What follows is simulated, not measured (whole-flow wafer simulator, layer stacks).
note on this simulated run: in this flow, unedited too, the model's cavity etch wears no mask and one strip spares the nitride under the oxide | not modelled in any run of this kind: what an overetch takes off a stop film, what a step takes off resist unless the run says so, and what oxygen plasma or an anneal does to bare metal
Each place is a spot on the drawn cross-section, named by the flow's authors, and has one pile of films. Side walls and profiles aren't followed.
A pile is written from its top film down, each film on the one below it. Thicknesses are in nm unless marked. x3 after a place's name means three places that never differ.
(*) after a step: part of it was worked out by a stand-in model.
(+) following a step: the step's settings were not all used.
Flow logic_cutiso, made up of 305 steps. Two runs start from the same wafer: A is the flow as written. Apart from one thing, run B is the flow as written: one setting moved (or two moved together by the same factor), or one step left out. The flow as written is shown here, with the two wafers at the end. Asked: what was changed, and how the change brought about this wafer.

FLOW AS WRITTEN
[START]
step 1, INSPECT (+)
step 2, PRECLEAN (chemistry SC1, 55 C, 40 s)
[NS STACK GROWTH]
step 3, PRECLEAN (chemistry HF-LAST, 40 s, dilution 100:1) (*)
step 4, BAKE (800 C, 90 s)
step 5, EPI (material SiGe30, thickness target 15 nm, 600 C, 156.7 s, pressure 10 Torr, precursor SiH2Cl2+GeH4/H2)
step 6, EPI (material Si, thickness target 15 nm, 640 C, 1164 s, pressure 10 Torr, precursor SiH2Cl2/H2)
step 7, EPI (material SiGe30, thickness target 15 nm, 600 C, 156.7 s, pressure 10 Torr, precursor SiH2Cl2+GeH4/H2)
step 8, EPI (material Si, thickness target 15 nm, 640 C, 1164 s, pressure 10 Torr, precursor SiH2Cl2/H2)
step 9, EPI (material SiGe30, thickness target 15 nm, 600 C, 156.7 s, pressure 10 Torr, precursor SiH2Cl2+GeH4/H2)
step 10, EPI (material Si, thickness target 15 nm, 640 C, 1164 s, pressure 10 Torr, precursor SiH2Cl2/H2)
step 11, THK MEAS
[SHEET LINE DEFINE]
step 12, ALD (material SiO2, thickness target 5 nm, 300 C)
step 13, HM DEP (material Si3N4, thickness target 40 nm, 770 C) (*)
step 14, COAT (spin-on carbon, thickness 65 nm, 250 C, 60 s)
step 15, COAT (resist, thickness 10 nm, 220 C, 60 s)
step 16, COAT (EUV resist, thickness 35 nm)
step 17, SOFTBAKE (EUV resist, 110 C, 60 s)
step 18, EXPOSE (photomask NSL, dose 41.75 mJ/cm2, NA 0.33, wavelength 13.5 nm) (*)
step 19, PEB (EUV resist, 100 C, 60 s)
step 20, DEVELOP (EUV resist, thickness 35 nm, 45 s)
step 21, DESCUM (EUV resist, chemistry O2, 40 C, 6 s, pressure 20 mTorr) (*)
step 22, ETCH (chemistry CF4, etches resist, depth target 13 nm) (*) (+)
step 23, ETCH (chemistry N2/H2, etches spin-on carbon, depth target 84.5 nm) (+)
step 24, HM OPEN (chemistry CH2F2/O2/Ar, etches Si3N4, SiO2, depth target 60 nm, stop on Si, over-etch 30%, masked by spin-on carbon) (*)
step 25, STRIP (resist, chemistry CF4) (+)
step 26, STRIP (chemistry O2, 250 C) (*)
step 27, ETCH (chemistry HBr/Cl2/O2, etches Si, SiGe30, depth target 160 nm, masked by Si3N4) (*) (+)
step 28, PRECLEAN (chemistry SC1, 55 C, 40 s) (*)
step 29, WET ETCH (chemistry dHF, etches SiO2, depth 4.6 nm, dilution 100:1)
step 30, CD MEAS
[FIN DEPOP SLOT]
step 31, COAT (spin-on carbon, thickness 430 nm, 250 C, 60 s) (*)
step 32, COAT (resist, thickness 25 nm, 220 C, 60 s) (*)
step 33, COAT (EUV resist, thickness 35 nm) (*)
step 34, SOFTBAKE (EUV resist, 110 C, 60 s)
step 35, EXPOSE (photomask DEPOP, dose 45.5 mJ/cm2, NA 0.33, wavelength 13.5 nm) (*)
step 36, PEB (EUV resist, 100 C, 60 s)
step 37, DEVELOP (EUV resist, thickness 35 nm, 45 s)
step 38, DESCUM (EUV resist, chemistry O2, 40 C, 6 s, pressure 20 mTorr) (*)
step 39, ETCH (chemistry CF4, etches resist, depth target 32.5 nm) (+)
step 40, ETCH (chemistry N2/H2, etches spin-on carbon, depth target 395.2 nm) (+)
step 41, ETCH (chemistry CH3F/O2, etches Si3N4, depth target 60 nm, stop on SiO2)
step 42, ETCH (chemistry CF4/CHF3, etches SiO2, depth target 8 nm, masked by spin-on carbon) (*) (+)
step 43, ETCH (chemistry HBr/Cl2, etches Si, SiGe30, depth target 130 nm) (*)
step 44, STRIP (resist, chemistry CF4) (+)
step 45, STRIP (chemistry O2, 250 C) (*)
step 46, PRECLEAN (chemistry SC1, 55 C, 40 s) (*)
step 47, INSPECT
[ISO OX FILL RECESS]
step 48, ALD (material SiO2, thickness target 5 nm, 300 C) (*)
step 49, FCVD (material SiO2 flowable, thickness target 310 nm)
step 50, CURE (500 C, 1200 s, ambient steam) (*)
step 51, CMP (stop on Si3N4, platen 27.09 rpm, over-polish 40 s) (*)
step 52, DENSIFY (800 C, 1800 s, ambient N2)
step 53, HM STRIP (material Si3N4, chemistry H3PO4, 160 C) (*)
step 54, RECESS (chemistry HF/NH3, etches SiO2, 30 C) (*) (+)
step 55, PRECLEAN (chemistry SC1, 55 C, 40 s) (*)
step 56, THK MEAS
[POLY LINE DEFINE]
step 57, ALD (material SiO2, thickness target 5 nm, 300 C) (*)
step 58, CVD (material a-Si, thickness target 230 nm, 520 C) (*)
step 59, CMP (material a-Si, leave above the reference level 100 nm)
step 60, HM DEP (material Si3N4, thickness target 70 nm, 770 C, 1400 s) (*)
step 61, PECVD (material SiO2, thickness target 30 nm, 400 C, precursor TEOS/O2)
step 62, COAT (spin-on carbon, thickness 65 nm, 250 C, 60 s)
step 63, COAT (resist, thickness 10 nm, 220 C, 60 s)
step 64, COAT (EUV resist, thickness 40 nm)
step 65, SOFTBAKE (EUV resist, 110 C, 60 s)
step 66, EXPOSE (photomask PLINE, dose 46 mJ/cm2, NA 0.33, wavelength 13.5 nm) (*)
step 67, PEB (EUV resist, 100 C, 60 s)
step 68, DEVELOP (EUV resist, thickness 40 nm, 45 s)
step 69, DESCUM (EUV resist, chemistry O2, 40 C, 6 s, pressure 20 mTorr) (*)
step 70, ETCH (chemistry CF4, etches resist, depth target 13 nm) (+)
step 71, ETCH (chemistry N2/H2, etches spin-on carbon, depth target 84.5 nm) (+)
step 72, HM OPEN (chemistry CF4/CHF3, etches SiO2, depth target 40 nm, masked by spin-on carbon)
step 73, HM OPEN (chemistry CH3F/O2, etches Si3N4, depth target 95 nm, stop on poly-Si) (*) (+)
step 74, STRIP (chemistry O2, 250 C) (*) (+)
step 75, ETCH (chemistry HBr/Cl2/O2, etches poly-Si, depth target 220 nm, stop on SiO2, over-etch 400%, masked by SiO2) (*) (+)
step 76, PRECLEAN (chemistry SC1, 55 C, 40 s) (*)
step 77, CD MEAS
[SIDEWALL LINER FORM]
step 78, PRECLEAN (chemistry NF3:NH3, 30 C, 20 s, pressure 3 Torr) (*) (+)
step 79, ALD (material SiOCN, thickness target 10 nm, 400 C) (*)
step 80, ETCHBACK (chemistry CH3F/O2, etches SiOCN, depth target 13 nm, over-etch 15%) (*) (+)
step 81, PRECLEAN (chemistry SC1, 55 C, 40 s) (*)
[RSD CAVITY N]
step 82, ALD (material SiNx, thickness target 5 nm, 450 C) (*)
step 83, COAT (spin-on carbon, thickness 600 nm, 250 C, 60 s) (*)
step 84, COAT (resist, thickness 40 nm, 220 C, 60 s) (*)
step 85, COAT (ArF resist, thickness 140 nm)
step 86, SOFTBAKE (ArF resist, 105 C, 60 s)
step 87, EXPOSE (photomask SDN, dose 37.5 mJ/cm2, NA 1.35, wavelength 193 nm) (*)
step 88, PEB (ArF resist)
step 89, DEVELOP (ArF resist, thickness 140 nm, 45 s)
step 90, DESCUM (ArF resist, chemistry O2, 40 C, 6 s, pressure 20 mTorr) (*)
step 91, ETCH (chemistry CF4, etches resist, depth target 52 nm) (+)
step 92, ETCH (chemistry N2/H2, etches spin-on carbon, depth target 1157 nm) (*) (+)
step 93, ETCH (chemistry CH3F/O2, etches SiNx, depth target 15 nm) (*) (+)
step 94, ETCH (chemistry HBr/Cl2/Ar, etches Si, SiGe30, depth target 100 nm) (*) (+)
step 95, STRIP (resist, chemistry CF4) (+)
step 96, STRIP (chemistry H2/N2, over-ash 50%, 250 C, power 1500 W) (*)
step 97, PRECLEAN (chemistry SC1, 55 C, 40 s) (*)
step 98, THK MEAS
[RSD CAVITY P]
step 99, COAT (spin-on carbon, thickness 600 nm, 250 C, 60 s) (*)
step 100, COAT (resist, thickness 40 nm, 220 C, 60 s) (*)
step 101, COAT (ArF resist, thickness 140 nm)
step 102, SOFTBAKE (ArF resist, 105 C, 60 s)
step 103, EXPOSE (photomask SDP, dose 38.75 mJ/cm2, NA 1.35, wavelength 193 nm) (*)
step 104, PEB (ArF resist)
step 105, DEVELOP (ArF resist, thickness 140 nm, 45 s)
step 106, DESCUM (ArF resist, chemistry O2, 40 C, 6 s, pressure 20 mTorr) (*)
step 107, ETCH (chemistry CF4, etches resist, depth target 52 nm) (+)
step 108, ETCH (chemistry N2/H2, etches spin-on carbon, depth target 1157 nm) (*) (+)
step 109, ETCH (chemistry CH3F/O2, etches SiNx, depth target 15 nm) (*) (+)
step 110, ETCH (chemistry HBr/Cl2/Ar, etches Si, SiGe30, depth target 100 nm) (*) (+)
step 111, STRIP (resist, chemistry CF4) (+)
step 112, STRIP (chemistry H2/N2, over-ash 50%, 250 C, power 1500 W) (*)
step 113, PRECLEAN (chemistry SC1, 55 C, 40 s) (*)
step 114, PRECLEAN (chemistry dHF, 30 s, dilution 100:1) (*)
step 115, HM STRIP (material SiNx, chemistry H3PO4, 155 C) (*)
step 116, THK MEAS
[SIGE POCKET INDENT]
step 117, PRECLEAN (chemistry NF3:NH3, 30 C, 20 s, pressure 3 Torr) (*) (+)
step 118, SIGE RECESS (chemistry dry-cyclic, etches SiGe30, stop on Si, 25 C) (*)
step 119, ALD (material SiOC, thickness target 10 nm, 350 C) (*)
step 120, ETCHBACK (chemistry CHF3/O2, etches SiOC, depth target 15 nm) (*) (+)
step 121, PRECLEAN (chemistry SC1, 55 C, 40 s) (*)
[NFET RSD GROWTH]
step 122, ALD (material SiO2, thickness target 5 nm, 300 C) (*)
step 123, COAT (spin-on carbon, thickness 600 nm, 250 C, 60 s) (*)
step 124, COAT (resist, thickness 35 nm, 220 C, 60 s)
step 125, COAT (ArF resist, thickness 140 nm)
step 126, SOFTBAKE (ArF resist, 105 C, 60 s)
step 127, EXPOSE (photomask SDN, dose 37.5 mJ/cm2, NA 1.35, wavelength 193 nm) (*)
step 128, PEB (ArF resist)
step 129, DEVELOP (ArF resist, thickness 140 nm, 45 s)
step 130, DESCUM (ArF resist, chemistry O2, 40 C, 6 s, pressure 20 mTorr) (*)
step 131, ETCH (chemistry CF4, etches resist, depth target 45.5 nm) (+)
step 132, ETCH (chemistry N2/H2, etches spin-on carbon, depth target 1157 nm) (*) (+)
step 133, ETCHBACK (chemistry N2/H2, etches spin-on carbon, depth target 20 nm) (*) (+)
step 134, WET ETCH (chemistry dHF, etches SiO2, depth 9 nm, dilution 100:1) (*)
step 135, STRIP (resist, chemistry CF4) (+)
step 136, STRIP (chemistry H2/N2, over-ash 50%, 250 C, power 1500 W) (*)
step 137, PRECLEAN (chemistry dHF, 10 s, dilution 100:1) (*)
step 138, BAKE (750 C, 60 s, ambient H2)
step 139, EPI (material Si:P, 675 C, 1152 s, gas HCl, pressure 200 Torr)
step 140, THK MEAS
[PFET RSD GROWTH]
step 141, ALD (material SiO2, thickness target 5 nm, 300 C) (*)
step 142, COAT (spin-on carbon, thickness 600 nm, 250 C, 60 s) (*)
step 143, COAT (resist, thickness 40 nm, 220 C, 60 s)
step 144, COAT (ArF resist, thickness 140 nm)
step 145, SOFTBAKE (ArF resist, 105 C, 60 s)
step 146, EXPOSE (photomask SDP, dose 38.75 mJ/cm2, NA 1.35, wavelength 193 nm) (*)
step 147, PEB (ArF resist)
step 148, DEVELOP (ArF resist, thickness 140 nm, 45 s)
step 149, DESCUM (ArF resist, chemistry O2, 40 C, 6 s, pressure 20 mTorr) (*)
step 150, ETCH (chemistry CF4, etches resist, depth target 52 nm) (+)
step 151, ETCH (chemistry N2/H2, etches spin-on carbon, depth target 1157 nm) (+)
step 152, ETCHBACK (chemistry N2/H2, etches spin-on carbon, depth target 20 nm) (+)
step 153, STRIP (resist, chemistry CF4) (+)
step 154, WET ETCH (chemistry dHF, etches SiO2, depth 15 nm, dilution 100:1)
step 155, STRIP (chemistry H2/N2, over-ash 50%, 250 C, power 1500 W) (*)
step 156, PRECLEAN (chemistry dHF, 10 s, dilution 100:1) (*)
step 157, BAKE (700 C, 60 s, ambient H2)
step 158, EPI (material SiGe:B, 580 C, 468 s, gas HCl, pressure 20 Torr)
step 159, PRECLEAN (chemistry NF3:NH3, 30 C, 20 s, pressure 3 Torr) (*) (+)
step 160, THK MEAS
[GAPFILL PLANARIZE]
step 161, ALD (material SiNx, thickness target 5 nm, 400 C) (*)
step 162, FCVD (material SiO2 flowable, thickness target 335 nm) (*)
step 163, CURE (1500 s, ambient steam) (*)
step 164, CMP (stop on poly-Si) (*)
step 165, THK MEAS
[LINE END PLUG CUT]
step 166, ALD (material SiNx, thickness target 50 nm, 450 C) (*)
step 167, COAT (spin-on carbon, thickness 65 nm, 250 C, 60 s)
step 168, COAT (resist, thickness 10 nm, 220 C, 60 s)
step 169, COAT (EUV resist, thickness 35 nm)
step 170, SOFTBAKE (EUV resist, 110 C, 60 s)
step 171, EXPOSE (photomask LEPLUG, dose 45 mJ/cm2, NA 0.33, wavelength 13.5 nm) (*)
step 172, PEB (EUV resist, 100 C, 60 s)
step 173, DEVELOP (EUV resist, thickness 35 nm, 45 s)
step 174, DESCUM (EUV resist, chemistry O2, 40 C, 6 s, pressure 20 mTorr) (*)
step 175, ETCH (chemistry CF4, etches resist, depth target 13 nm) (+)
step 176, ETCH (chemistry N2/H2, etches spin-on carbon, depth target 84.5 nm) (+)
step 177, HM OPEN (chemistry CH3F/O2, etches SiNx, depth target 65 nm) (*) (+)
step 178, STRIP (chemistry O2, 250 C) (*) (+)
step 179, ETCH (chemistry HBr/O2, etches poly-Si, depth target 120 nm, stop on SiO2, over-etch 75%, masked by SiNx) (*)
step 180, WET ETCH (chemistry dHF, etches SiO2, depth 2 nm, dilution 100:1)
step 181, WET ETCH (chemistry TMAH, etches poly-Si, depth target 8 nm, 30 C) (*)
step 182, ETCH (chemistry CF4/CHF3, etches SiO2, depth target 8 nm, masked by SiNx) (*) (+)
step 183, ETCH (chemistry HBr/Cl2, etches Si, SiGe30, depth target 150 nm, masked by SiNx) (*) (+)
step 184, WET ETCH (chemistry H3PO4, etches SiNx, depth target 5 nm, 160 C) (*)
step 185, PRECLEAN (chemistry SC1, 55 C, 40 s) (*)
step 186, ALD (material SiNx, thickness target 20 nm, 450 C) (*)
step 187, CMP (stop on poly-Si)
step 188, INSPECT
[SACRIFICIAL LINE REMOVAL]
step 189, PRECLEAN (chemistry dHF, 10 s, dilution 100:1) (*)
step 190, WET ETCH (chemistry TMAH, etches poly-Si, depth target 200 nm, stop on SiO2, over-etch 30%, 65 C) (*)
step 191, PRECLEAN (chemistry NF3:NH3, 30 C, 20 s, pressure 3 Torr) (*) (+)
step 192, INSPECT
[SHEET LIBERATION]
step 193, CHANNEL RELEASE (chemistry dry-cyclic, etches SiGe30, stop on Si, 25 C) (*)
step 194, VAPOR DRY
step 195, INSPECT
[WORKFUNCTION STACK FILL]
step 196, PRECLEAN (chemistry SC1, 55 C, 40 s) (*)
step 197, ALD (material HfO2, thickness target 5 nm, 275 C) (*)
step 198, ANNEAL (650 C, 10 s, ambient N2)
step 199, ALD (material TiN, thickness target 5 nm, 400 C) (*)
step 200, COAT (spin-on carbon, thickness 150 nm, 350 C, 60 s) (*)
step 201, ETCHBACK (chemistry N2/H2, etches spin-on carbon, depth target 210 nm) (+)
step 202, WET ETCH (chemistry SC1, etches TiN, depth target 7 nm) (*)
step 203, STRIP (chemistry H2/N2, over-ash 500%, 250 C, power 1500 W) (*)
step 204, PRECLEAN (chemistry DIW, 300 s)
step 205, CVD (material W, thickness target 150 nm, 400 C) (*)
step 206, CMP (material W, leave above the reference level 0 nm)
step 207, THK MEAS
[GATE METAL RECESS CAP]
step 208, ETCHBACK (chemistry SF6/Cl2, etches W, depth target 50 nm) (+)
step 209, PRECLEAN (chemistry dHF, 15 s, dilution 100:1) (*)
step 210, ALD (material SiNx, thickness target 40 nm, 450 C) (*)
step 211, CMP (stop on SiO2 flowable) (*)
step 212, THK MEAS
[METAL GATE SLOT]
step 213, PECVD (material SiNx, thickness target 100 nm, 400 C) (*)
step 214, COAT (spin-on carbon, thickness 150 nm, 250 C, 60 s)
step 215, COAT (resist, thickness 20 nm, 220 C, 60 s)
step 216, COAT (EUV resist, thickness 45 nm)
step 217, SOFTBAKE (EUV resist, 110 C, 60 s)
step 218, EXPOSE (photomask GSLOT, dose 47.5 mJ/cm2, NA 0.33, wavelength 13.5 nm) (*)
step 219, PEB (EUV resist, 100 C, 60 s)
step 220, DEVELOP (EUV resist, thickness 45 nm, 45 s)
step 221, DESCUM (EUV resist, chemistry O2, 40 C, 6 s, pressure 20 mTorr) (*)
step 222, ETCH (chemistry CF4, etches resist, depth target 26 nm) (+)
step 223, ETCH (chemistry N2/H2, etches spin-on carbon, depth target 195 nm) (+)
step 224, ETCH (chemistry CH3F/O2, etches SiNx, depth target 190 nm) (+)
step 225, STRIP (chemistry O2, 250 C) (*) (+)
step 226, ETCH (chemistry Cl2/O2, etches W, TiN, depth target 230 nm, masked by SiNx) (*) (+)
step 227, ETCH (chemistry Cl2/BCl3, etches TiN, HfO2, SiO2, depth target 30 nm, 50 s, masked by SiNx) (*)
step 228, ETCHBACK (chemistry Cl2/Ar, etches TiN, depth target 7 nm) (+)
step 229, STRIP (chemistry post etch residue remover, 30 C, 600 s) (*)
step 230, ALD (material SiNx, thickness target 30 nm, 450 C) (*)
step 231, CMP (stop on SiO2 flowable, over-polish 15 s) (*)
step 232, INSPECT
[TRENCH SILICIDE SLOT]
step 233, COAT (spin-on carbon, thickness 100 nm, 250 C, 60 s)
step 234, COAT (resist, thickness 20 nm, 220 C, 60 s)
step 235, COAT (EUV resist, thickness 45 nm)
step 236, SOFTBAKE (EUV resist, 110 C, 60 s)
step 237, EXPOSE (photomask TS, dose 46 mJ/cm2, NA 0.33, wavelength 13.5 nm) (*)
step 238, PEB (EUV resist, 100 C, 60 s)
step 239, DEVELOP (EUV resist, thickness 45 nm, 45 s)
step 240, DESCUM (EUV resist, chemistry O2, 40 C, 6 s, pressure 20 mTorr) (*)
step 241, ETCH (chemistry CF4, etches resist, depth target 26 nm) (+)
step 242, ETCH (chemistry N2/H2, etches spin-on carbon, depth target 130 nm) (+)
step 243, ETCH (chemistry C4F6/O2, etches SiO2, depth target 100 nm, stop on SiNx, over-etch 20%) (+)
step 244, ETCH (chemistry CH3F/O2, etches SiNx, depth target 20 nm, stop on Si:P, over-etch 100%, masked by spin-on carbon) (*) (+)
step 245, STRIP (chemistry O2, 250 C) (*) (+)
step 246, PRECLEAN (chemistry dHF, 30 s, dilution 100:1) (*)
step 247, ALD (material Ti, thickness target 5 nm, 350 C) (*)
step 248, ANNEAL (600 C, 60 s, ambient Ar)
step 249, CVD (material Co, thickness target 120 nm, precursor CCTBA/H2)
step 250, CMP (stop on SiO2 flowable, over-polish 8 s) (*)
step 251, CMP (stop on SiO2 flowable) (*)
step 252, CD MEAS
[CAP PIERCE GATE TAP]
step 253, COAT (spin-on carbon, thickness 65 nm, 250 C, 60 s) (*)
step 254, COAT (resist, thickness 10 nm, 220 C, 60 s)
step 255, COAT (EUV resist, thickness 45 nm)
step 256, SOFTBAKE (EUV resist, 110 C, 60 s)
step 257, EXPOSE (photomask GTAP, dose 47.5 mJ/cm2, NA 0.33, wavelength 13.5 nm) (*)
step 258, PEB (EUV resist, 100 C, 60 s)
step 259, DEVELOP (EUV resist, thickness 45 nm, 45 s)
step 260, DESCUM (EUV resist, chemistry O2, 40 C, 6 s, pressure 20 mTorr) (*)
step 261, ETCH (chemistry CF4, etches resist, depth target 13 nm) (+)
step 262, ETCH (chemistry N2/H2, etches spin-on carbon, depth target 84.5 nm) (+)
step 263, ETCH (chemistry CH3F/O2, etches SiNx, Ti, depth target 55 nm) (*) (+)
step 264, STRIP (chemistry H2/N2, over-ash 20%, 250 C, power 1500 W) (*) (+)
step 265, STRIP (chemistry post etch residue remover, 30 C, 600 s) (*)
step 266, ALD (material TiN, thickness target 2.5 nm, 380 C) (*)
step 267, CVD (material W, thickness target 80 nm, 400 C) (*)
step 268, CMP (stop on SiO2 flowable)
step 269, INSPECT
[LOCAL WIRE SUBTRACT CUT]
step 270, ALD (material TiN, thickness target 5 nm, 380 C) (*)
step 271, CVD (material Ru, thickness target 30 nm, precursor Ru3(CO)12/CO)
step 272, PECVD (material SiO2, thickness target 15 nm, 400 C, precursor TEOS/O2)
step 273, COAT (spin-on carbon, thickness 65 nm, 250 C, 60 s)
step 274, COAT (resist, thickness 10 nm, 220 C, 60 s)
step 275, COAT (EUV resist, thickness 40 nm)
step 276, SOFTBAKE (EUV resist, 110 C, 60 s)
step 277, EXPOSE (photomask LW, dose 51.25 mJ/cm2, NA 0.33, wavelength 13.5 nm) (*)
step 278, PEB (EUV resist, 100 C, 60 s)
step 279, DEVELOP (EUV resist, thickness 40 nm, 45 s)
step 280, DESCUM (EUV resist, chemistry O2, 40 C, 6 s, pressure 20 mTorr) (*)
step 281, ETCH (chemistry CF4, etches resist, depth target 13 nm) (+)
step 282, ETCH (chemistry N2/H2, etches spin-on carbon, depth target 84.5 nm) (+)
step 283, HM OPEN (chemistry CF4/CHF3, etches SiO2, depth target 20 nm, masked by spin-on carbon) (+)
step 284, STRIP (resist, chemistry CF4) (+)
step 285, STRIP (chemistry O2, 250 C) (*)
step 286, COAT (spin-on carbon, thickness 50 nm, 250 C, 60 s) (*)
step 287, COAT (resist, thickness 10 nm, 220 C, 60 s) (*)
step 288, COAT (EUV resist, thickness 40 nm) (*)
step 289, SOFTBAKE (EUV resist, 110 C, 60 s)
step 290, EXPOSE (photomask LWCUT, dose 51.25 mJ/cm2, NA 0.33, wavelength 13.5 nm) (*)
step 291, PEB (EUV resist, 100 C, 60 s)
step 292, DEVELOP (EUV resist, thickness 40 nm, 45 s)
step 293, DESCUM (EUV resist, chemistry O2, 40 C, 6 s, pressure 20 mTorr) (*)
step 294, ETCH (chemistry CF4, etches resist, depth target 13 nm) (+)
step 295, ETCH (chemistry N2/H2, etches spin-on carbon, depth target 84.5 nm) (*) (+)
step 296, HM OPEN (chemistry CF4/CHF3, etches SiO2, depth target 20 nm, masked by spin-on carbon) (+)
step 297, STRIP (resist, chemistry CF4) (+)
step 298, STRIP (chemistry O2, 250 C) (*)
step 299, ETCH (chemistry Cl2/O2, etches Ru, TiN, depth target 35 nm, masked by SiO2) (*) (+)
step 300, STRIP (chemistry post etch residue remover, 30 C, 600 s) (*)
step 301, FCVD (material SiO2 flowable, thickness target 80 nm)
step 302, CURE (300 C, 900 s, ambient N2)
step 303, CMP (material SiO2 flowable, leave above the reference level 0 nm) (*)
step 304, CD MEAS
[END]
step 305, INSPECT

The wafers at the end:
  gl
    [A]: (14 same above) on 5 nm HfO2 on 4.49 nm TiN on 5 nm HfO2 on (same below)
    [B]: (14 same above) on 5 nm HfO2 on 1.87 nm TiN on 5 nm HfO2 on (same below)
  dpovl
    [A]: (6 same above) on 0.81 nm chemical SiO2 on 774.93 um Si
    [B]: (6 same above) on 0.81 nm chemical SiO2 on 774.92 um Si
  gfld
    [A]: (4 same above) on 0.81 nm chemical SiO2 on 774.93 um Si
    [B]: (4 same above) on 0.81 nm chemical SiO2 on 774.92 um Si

Cause: step 7, EPI: 129.3 s was run, while the flow as written has 156.7 s.

How this came from the change, step by step:
  step 7, EPI (material SiGe30, thickness target 15 nm, 600 C, 156.7 s, pressure 10 Torr, precursor SiH2Cl2+GeH4/H2)
      depop, dpovl, gfld and 19 more: A +15 SiGe30 (new film) | B +12.4 SiGe30 (new film)
  step 27, ETCH (chemistry HBr/Cl2/O2, etches Si, SiGe30, depth target 160 nm, masked by Si3N4) (*) (+)
      gfld, gxf, iso, lnri: A -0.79 chemical SiO2 (all of it), -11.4 Si (all of it), -15 SiGe30 (all of it), -15 Si (all of it), -15 SiGe30 (all of it), -15 Si (all of it), -15 SiGe30 (all of it), -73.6 Si | B -0.79 chemical SiO2 (all of it), -11.4 Si (all of it), -15 SiGe30 (all of it), -15 Si (all of it), -12.4 SiGe30 (all of it), -15 Si (all of it), -15 SiGe30 (all of it), -76.3 Si
      dpovl, nsgap: A -0.79 chemical SiO2 (all of it), -11.8 Si (all of it), -15 SiGe30 (all of it), -15 Si (all of it), -15 SiGe30 (all of it), -15 Si (all of it), -15 SiGe30 (all of it), -73.2 Si | B -0.79 chemical SiO2 (all of it), -11.8 Si (all of it), -15 SiGe30 (all of it), -15 Si (all of it), -12.4 SiGe30 (all of it), -15 Si (all of it), -15 SiGe30 (all of it), -75.9 Si
      (and at 1 other place as well)
  step 43, ETCH (chemistry HBr/Cl2, etches Si, SiGe30, depth target 130 nm) (*)
      depop: A -14 Si (all of it), -15 SiGe30 (all of it), -15 Si (all of it), -15 SiGe30 (all of it), -15 Si (all of it), -15 SiGe30 (all of it), -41 Si | B -14 Si (all of it), -15 SiGe30 (all of it), -15 Si (all of it), -12.4 SiGe30 (all of it), -15 Si (all of it), -15 SiGe30 (all of it), -43.6 Si
  step 94, ETCH (chemistry HBr/Cl2/Ar, etches Si, SiGe30, depth target 100 nm) (*) (+)
      rsdn, rsdx: A -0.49 chemical SiO2 (all of it), -12.8 Si (all of it), -15 SiGe30 (all of it), -15 Si (all of it), -15 SiGe30 (all of it), -15 Si (all of it), -15 SiGe30 (all of it), -12.2 Si | B -0.49 chemical SiO2 (all of it), -12.8 Si (all of it), -15 SiGe30 (all of it), -15 Si (all of it), -12.4 SiGe30 (all of it), -15 Si (all of it), -15 SiGe30 (all of it), -14.8 Si
  step 110, ETCH (chemistry HBr/Cl2/Ar, etches Si, SiGe30, depth target 100 nm) (*) (+)
      rsdp, rsdw: A -0.49 chemical SiO2 (all of it), -12.8 Si (all of it), -15 SiGe30 (all of it), -15 Si (all of it), -15 SiGe30 (all of it), -15 Si (all of it), -15 SiGe30 (all of it), -12.2 Si | B -0.49 chemical SiO2 (all of it), -12.8 Si (all of it), -15 SiGe30 (all of it), -15 Si (all of it), -12.4 SiGe30 (all of it), -15 Si (all of it), -15 SiGe30 (all of it), -14.8 Si
  step 118, SIGE RECESS (chemistry dry-cyclic, etches SiGe30, stop on Si, 25 C) (*)
      lnr, lnrp, lnrt: A -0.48 SiOCN, -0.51 Si, +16 cavity (new film), -15 SiGe30 (all of it), -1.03 Si, +16 cavity (new film), -15 SiGe30 (all of it), -1.03 Si, +16 cavity (new film), -15 SiGe30 (all of it), -0.51 Si | B -0.48 SiOCN, -0.51 Si, +16 cavity (new film), -15 SiGe30 (all of it), -1.03 Si, +13.4 cavity (new film), -12.4 SiGe30 (all of it), -1.03 Si, +16 cavity (new film), -15 SiGe30 (all of it), -0.51 Si
  step 119, ALD (material SiOC, thickness target 10 nm, 350 C) (*)
      lnr, lnrp, lnrt: A +10 SiOC (new film), +16 SiOC (new film), -16 cavity (all of it), +16 SiOC (new film), -16 cavity (all of it), +16 SiOC (new film), -16 cavity (all of it) | B +10 SiOC (new film), +16 SiOC (new film), -16 cavity (all of it), +13.4 SiOC (new film), -13.4 cavity (all of it), +16 SiOC (new film), -16 cavity (all of it)
  step 183, ETCH (chemistry HBr/Cl2, etches Si, SiGe30, depth target 150 nm, masked by SiNx) (*) (+)
      plug: A -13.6 Si (all of it), -15 SiGe30 (all of it), -15 Si (all of it), -15 SiGe30 (all of it), -15 Si (all of it), -15 SiGe30 (all of it), -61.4 Si | B -13.6 Si (all of it), -15 SiGe30 (all of it), -15 Si (all of it), -12.4 SiGe30 (all of it), -15 Si (all of it), -15 SiGe30 (all of it), -64.1 Si
  step 193, CHANNEL RELEASE (chemistry dry-cyclic, etches SiGe30, stop on Si, 25 C) (*)
      gl, glp, gxn, gxp, ns, tap: A +0.8 chemical SiO2 (new film), -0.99 Si, +0.8 chemical SiO2 (new film), +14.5 cavity (new film), +0.8 chemical SiO2 (new film), -15 SiGe30 (all of it), -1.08 Si, +0.8 chemical SiO2 (new film), +14.5 cavity (new film), +0.8 chemical SiO2 (new film), -15 SiGe30 (all of it), -1.08 Si, +0.8 chemical SiO2 (new film), +14.5 cavity (new film), +0.8 chemical SiO2 (new film), -15 SiGe30 (all of it), -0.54 Si | B +0.8 chemical SiO2 (new film), -0.99 Si, +0.8 chemical SiO2 (new film), +14.5 cavity (new film), +0.8 chemical SiO2 (new film), -15 SiGe30 (all of it), -1.08 Si, +0.8 chemical SiO2 (new film), +11.9 cavity (new film), +0.8 chemical SiO2 (new film), -12.4 SiGe30 (all of it), -1.08 Si, +0.8 chemical SiO2 (new film), +14.5 cavity (new film), +0.8 chemical SiO2 (new film), -15 SiGe30 (all of it), -0.54 Si
  step 199, ALD (material TiN, thickness target 5 nm, 400 C) (*)
      gl, glp, tap: A +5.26 TiN (new film), +4.49 TiN (new film), -4.49 cavity (all of it), +4.49 TiN (new film), -4.49 cavity (all of it), +4.49 TiN (new film), -4.49 cavity (all of it) | B +5.26 TiN (new film), +4.49 TiN (new film), -4.49 cavity (all of it), +1.87 TiN (new film), -1.87 cavity (all of it), +4.49 TiN (new film), -4.49 cavity (all of it)
      gxn, gxp, ns: A +5 TiN (new film), +4.49 TiN (new film), -4.49 cavity (all of it), +4.49 TiN (new film), -4.49 cavity (all of it), +4.49 TiN (new film), -4.49 cavity (all of it) | B +5 TiN (new film), +4.49 TiN (new film), -4.49 cavity (all of it), +1.87 TiN (new film), -1.87 cavity (all of it), +4.49 TiN (new film), -4.49 cavity (all of it)
